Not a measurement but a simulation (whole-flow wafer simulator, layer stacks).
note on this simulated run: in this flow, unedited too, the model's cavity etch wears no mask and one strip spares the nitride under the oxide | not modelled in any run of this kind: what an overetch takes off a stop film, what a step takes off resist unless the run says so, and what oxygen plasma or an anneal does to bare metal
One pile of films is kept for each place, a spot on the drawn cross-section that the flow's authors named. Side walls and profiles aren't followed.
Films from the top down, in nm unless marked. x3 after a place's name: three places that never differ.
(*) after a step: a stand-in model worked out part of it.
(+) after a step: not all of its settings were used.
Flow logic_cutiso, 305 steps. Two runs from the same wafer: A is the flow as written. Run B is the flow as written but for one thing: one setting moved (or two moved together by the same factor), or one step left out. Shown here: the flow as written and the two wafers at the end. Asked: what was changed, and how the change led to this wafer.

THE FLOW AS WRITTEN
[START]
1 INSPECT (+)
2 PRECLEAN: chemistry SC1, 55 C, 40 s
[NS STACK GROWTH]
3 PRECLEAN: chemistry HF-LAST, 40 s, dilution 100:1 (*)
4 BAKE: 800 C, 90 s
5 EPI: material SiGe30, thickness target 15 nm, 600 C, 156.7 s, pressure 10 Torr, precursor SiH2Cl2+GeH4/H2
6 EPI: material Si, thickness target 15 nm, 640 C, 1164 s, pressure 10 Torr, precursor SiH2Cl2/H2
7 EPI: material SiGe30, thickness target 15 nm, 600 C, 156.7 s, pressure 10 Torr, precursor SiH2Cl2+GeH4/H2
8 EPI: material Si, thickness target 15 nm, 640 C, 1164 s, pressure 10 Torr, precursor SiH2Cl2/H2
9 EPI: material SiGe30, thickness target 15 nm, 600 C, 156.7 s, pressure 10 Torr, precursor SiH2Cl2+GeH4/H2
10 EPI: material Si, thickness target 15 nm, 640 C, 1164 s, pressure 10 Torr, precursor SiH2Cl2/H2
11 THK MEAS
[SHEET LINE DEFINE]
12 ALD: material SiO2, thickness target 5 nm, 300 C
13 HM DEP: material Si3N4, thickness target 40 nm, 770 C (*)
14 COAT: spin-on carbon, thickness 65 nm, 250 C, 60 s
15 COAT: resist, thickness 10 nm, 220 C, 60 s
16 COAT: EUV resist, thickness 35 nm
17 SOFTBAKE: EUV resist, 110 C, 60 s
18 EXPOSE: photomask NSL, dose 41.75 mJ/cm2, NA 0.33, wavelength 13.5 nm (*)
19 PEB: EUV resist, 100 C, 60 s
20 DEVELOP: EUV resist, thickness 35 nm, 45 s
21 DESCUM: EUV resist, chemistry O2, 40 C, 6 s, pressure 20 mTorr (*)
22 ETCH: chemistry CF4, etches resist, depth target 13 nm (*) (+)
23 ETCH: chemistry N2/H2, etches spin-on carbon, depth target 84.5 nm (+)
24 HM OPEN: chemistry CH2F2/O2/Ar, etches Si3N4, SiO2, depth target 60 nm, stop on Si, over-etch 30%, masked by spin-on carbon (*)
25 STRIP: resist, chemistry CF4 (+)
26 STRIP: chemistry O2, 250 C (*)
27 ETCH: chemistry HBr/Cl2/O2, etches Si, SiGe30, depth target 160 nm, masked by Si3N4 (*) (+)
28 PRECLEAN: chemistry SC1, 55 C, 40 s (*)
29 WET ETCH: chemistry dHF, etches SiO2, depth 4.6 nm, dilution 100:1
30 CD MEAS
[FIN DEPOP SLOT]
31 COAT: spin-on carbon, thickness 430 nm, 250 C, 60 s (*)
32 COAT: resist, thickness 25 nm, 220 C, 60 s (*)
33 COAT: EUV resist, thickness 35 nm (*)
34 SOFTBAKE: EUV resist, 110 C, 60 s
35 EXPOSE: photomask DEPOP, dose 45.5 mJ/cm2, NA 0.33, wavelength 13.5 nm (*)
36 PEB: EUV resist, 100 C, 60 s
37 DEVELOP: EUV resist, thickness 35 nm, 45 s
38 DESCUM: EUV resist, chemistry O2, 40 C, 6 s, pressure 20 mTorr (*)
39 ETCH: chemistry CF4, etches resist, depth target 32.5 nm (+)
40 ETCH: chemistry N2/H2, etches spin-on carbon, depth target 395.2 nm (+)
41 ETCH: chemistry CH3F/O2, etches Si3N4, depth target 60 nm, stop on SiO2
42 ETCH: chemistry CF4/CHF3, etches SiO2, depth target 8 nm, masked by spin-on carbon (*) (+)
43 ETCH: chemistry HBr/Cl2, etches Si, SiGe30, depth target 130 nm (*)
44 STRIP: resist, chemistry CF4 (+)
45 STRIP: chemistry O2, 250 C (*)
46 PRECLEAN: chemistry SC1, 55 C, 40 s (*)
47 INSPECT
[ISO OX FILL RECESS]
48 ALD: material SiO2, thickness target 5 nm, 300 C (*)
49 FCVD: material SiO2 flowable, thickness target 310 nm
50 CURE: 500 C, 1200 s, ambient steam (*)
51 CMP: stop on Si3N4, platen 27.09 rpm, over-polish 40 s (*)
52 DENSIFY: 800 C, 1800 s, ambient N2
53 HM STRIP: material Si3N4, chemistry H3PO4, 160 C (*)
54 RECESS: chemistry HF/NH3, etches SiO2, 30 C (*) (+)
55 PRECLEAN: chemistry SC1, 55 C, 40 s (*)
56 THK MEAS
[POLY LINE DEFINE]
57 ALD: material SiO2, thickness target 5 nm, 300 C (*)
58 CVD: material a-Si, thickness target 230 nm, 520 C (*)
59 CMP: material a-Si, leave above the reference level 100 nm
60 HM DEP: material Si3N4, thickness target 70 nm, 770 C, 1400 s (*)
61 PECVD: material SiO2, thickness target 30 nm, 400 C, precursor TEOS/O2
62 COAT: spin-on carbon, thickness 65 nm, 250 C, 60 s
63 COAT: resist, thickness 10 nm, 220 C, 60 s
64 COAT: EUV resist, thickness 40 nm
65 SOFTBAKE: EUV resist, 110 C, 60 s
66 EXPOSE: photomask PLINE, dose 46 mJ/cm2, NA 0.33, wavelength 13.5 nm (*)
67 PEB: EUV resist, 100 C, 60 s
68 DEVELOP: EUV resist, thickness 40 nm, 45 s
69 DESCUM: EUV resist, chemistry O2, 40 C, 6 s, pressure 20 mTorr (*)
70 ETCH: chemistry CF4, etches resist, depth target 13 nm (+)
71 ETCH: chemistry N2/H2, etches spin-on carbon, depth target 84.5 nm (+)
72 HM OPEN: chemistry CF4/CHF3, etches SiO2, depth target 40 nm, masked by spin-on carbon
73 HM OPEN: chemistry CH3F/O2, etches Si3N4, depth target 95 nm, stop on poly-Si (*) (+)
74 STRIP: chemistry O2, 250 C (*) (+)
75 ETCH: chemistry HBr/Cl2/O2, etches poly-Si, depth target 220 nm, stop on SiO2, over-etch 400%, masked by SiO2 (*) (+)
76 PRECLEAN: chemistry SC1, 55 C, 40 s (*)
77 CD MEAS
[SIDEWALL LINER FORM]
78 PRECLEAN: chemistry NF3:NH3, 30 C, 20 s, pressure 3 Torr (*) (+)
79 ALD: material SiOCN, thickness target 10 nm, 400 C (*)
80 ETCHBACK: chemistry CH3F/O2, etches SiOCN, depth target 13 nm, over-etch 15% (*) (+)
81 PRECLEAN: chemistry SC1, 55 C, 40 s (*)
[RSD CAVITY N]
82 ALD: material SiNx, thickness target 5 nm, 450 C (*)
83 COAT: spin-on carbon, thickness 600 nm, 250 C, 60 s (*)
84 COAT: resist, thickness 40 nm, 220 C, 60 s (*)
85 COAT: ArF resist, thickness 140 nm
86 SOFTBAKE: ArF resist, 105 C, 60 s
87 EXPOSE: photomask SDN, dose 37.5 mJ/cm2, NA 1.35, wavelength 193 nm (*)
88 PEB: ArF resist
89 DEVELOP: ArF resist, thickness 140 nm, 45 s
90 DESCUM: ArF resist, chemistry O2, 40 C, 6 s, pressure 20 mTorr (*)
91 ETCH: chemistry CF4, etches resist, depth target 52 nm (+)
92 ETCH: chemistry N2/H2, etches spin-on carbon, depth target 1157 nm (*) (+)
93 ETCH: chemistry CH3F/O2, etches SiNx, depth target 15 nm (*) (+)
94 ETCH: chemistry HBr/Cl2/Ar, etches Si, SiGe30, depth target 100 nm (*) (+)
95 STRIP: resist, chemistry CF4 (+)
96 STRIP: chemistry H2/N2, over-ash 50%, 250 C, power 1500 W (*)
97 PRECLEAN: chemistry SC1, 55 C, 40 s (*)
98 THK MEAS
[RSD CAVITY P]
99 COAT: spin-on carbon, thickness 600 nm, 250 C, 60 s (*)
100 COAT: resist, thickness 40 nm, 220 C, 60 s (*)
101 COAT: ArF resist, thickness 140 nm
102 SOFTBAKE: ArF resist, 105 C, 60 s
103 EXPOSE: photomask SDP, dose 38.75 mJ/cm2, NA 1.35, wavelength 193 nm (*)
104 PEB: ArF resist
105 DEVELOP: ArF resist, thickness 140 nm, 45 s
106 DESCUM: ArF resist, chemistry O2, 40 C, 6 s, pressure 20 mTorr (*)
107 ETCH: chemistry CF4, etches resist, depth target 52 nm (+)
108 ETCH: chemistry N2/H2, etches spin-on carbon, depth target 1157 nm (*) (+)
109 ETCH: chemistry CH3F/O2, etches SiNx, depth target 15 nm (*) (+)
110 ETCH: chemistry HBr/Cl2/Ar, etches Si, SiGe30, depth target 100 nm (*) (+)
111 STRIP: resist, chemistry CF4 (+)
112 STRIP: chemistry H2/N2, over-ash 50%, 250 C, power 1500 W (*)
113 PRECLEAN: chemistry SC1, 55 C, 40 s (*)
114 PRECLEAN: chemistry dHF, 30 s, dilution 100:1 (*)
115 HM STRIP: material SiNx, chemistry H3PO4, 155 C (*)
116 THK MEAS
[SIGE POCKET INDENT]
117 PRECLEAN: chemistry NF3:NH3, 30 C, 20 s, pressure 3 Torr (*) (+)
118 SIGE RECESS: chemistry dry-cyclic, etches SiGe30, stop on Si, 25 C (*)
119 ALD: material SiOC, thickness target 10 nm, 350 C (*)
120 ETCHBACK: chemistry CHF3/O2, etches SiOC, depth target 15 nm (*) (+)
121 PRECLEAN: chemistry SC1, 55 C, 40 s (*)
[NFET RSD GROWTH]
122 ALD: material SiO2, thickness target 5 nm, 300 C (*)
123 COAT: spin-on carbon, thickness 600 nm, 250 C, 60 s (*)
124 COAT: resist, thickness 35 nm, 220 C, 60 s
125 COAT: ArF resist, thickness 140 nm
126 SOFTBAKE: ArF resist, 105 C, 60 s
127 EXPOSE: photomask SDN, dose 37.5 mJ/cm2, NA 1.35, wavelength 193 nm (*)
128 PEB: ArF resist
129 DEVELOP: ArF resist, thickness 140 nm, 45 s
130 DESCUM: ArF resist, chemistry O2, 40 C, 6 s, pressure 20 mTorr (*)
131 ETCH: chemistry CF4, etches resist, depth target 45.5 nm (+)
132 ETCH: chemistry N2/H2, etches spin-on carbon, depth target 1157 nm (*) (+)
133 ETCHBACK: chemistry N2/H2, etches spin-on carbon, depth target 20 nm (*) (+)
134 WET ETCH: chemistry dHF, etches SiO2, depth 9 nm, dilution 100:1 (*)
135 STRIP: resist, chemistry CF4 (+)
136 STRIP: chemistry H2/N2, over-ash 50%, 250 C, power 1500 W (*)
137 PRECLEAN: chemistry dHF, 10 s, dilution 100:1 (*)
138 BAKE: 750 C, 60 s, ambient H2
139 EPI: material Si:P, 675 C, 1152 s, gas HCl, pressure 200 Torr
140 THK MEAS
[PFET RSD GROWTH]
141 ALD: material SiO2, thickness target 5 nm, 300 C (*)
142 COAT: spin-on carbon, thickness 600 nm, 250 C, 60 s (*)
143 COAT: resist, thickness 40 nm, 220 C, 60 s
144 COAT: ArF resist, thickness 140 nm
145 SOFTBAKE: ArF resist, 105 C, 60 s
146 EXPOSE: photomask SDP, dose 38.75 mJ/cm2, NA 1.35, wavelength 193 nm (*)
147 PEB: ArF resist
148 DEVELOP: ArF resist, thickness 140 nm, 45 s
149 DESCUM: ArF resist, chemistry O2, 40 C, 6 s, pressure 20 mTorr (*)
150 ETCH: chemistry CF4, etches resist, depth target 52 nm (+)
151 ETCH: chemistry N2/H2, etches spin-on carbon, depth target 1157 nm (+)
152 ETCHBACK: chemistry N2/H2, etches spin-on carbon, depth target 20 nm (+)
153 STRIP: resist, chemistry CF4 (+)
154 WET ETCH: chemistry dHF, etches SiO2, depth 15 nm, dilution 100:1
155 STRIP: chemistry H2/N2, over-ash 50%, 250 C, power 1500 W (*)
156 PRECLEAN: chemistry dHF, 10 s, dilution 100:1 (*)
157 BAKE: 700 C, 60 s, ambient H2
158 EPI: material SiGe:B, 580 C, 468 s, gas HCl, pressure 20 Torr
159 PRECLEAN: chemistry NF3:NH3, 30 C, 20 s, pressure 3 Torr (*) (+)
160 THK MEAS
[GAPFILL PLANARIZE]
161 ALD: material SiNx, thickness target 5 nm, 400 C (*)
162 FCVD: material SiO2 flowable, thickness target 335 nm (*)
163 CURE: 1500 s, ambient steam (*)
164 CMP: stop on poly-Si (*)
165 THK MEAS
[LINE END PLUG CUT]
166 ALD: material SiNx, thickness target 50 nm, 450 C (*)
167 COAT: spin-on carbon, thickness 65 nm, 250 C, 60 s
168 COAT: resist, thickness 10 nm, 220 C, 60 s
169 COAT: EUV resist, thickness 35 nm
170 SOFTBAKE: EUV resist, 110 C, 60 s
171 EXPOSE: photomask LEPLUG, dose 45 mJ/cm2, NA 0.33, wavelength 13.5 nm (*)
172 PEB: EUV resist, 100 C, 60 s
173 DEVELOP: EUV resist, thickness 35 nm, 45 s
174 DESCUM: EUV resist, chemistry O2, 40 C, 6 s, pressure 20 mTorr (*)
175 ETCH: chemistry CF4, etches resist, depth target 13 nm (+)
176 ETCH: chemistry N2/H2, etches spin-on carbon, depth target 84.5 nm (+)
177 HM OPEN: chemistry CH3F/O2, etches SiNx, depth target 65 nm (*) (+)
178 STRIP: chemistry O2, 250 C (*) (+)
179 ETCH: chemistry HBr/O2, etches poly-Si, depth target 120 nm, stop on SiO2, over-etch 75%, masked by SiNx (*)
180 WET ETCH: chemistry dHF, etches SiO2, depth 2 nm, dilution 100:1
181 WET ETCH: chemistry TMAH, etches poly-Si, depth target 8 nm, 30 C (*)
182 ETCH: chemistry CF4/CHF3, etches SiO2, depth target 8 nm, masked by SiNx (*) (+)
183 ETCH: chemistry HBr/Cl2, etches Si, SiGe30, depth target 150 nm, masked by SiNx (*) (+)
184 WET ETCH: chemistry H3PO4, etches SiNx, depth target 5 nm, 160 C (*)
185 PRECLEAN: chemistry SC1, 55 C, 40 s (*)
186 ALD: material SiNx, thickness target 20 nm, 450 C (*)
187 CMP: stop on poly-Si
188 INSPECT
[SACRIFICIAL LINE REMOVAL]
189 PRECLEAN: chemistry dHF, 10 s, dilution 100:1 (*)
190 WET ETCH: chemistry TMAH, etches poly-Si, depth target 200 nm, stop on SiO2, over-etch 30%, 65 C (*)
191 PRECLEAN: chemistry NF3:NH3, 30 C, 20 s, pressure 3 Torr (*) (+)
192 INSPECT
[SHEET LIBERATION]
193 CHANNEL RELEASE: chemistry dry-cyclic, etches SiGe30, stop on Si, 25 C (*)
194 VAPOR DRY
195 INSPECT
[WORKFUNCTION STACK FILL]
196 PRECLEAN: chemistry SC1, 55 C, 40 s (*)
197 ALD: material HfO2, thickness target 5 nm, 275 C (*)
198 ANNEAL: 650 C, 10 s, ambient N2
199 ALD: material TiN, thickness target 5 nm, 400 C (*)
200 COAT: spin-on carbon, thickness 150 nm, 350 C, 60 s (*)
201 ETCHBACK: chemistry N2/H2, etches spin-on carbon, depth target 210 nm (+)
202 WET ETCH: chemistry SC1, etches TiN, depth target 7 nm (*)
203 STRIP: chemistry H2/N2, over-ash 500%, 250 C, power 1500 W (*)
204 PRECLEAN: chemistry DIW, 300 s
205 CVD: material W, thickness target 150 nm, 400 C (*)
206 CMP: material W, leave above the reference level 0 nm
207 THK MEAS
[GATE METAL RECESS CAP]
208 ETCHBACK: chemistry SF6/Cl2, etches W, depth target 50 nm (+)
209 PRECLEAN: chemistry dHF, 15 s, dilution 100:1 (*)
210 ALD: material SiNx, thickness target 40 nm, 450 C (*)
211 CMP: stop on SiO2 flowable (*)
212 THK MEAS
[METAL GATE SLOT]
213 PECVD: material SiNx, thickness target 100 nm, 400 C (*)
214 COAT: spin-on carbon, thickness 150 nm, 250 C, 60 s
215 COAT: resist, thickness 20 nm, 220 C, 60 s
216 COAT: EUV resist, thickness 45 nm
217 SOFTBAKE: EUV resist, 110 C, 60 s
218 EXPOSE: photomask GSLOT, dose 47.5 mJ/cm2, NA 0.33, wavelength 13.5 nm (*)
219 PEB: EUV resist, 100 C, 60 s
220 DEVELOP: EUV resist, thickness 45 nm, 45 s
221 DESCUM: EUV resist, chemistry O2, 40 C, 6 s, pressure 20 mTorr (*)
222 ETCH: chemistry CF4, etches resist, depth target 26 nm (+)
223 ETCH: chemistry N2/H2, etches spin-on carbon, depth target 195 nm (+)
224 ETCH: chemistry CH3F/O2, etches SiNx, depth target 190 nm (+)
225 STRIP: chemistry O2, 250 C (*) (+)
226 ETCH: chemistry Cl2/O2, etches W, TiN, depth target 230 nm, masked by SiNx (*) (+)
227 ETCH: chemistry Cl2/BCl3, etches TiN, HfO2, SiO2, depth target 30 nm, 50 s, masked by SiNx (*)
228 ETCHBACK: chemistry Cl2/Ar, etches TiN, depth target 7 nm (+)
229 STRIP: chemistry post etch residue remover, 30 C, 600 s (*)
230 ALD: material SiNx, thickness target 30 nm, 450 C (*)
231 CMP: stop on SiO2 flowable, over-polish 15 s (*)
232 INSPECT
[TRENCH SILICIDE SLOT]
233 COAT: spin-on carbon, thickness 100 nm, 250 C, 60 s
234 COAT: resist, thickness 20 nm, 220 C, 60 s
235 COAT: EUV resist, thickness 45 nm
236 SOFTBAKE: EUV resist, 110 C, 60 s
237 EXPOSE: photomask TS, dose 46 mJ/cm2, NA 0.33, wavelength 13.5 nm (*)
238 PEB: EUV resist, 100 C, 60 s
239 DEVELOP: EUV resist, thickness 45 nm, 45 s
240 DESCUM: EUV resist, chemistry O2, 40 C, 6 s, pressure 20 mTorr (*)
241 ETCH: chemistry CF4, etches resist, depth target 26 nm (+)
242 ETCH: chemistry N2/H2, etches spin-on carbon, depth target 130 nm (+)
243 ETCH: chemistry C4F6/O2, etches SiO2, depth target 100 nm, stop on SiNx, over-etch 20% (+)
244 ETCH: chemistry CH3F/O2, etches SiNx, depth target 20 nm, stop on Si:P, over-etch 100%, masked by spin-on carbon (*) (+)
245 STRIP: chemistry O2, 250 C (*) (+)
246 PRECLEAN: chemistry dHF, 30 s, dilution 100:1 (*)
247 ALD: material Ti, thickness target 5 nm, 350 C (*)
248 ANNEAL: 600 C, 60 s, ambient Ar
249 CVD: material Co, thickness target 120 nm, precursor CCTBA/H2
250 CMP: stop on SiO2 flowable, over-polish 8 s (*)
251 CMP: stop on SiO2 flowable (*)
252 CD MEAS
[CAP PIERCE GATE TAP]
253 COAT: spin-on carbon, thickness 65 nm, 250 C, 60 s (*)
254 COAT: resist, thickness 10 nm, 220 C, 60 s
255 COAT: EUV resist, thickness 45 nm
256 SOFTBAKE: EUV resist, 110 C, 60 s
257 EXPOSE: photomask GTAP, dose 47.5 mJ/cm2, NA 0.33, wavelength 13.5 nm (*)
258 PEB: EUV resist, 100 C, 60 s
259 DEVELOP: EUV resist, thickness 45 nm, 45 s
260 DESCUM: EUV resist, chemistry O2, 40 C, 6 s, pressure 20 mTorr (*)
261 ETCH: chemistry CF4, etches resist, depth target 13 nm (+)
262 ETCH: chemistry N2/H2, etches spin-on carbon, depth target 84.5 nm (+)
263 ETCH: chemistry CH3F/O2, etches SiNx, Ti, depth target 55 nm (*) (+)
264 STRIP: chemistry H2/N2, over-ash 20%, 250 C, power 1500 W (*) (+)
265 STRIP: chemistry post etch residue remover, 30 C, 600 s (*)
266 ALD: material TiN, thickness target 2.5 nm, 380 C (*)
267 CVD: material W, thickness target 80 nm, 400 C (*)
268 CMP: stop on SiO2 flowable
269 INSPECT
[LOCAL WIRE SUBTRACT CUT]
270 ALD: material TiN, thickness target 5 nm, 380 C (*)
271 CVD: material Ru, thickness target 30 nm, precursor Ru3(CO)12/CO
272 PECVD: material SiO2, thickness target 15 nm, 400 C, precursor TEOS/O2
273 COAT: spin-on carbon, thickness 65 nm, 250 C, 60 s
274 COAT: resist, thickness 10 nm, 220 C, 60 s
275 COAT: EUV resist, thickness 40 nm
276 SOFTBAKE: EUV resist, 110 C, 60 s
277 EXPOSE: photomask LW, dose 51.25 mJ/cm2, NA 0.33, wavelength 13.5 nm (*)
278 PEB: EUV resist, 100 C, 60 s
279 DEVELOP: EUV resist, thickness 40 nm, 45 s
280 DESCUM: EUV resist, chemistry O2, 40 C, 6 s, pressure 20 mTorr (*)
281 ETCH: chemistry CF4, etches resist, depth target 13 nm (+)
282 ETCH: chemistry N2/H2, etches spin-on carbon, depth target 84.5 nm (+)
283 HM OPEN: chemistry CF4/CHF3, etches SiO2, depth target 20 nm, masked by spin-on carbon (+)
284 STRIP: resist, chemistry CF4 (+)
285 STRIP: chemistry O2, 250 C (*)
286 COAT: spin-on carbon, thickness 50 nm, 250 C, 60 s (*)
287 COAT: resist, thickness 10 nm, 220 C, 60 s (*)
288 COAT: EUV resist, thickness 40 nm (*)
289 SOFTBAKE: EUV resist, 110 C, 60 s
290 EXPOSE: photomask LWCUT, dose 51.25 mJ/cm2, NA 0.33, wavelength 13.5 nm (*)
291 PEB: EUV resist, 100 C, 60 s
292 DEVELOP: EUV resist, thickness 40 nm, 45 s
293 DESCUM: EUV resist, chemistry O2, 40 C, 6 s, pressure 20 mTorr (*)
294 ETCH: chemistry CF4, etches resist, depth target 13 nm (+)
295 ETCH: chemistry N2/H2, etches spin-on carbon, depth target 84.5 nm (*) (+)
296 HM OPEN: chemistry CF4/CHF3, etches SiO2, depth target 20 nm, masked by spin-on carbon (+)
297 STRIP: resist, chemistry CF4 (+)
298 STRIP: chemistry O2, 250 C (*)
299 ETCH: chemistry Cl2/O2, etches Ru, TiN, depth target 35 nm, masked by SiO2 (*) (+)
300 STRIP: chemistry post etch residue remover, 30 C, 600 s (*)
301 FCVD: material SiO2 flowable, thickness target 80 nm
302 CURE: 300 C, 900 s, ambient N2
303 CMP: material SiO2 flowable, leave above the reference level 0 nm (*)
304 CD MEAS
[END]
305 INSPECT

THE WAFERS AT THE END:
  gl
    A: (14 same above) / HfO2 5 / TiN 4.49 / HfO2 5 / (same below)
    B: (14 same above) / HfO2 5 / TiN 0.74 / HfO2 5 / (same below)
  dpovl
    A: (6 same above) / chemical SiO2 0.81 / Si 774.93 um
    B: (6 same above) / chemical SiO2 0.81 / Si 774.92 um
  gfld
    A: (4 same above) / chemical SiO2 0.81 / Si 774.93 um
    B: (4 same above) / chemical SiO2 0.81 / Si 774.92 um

The cause: step 7, EPI: 117.5 s was run, where the flow has 156.7 s.

How the change led to this, step by step:
  7 EPI: material SiGe30, thickness target 15 nm, 600 C, 156.7 s, pressure 10 Torr, precursor SiH2Cl2+GeH4/H2
      depop, dpovl, gfld and 19 more: A SiGe30 +15 (new film) | B SiGe30 +11.3 (new film)
  27 ETCH: chemistry HBr/Cl2/O2, etches Si, SiGe30, depth target 160 nm, masked by Si3N4 (*) (+)
      gfld, gxf, iso, lnri: A chemical SiO2 -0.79 (all of it), Si -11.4 (all of it), SiGe30 -15 (all of it), Si -15 (all of it), SiGe30 -15 (all of it), Si -15 (all of it), SiGe30 -15 (all of it), Si -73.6 | B chemical SiO2 -0.79 (all of it), Si -11.4 (all of it), SiGe30 -15 (all of it), Si -15 (all of it), SiGe30 -11.3 (all of it), Si -15 (all of it), SiGe30 -15 (all of it), Si -77.4
      dpovl, nsgap: A chemical SiO2 -0.79 (all of it), Si -11.8 (all of it), SiGe30 -15 (all of it), Si -15 (all of it), SiGe30 -15 (all of it), Si -15 (all of it), SiGe30 -15 (all of it), Si -73.2 | B chemical SiO2 -0.79 (all of it), Si -11.8 (all of it), SiGe30 -15 (all of it), Si -15 (all of it), SiGe30 -11.3 (all of it), Si -15 (all of it), SiGe30 -15 (all of it), Si -77
      (and at 1 more place)
  43 ETCH: chemistry HBr/Cl2, etches Si, SiGe30, depth target 130 nm (*)
      depop: A Si -14 (all of it), SiGe30 -15 (all of it), Si -15 (all of it), SiGe30 -15 (all of it), Si -15 (all of it), SiGe30 -15 (all of it), Si -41 | B Si -14 (all of it), SiGe30 -15 (all of it), Si -15 (all of it), SiGe30 -11.3 (all of it), Si -15 (all of it), SiGe30 -15 (all of it), Si -44.7
  94 ETCH: chemistry HBr/Cl2/Ar, etches Si, SiGe30, depth target 100 nm (*) (+)
      rsdn, rsdx: A chemical SiO2 -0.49 (all of it), Si -12.8 (all of it), SiGe30 -15 (all of it), Si -15 (all of it), SiGe30 -15 (all of it), Si -15 (all of it), SiGe30 -15 (all of it), Si -12.2 | B chemical SiO2 -0.49 (all of it), Si -12.8 (all of it), SiGe30 -15 (all of it), Si -15 (all of it), SiGe30 -11.3 (all of it), Si -15 (all of it), SiGe30 -15 (all of it), Si -15.9
  110 ETCH: chemistry HBr/Cl2/Ar, etches Si, SiGe30, depth target 100 nm (*) (+)
      rsdp, rsdw: A chemical SiO2 -0.49 (all of it), Si -12.8 (all of it), SiGe30 -15 (all of it), Si -15 (all of it), SiGe30 -15 (all of it), Si -15 (all of it), SiGe30 -15 (all of it), Si -12.2 | B chemical SiO2 -0.49 (all of it), Si -12.8 (all of it), SiGe30 -15 (all of it), Si -15 (all of it), SiGe30 -11.3 (all of it), Si -15 (all of it), SiGe30 -15 (all of it), Si -15.9
  118 SIGE RECESS: chemistry dry-cyclic, etches SiGe30, stop on Si, 25 C (*)
      lnr, lnrp, lnrt: A SiOCN -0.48, Si -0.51, cavity +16 (new film), SiGe30 -15 (all of it), Si -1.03, cavity +16 (new film), SiGe30 -15 (all of it), Si -1.03, cavity +16 (new film), SiGe30 -15 (all of it), Si -0.51 | B SiOCN -0.48, Si -0.51, cavity +16 (new film), SiGe30 -15 (all of it), Si -1.03, cavity +12.3 (new film), SiGe30 -11.3 (all of it), Si -1.03, cavity +16 (new film), SiGe30 -15 (all of it), Si -0.51
  119 ALD: material SiOC, thickness target 10 nm, 350 C (*)
      lnr, lnrp, lnrt: A SiOC +10 (new film), SiOC +16 (new film), cavity -16 (all of it), SiOC +16 (new film), cavity -16 (all of it), SiOC +16 (new film), cavity -16 (all of it) | B SiOC +10 (new film), SiOC +16 (new film), cavity -16 (all of it), SiOC +12.3 (new film), cavity -12.3 (all of it), SiOC +16 (new film), cavity -16 (all of it)
  183 ETCH: chemistry HBr/Cl2, etches Si, SiGe30, depth target 150 nm, masked by SiNx (*) (+)
      plug: A Si -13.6 (all of it), SiGe30 -15 (all of it), Si -15 (all of it), SiGe30 -15 (all of it), Si -15 (all of it), SiGe30 -15 (all of it), Si -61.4 | B Si -13.6 (all of it), SiGe30 -15 (all of it), Si -15 (all of it), SiGe30 -11.3 (all of it), Si -15 (all of it), SiGe30 -15 (all of it), Si -65.2
  193 CHANNEL RELEASE: chemistry dry-cyclic, etches SiGe30, stop on Si, 25 C (*)
      gl, glp, gxn, gxp, ns, tap: A chemical SiO2 +0.8 (new film), Si -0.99, chemical SiO2 +0.8 (new film), cavity +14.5 (new film), chemical SiO2 +0.8 (new film), SiGe30 -15 (all of it), Si -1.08, chemical SiO2 +0.8 (new film), cavity +14.5 (new film), chemical SiO2 +0.8 (new film), SiGe30 -15 (all of it), Si -1.08, chemical SiO2 +0.8 (new film), cavity +14.5 (new film), chemical SiO2 +0.8 (new film), SiGe30 -15 (all of it), Si -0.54 | B chemical SiO2 +0.8 (new film), Si -0.99, chemical SiO2 +0.8 (new film), cavity +14.5 (new film), chemical SiO2 +0.8 (new film), SiGe30 -15 (all of it), Si -1.08, chemical SiO2 +0.8 (new film), cavity +10.7 (new film), chemical SiO2 +0.8 (new film), SiGe30 -11.3 (all of it), Si -1.08, chemical SiO2 +0.8 (new film), cavity +14.5 (new film), chemical SiO2 +0.8 (new film), SiGe30 -15 (all of it), Si -0.54
  199 ALD: material TiN, thickness target 5 nm, 400 C (*)
      gl, glp, tap: A TiN +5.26 (new film), TiN +4.49 (new film), cavity -4.49 (all of it), TiN +4.49 (new film), cavity -4.49 (all of it), TiN +4.49 (new film), cavity -4.49 (all of it) | B TiN +5.26 (new film), TiN +4.49 (new film), cavity -4.49 (all of it), TiN +0.74 (new film), cavity -0.74 (all of it), TiN +4.49 (new film), cavity -4.49 (all of it)
      gxn, gxp, ns: A TiN +5 (new film), TiN +4.49 (new film), cavity -4.49 (all of it), TiN +4.49 (new film), cavity -4.49 (all of it), TiN +4.49 (new film), cavity -4.49 (all of it) | B TiN +5 (new film), TiN +4.49 (new film), cavity -4.49 (all of it), TiN +0.74 (new film), cavity -0.74 (all of it), TiN +4.49 (new film), cavity -4.49 (all of it)
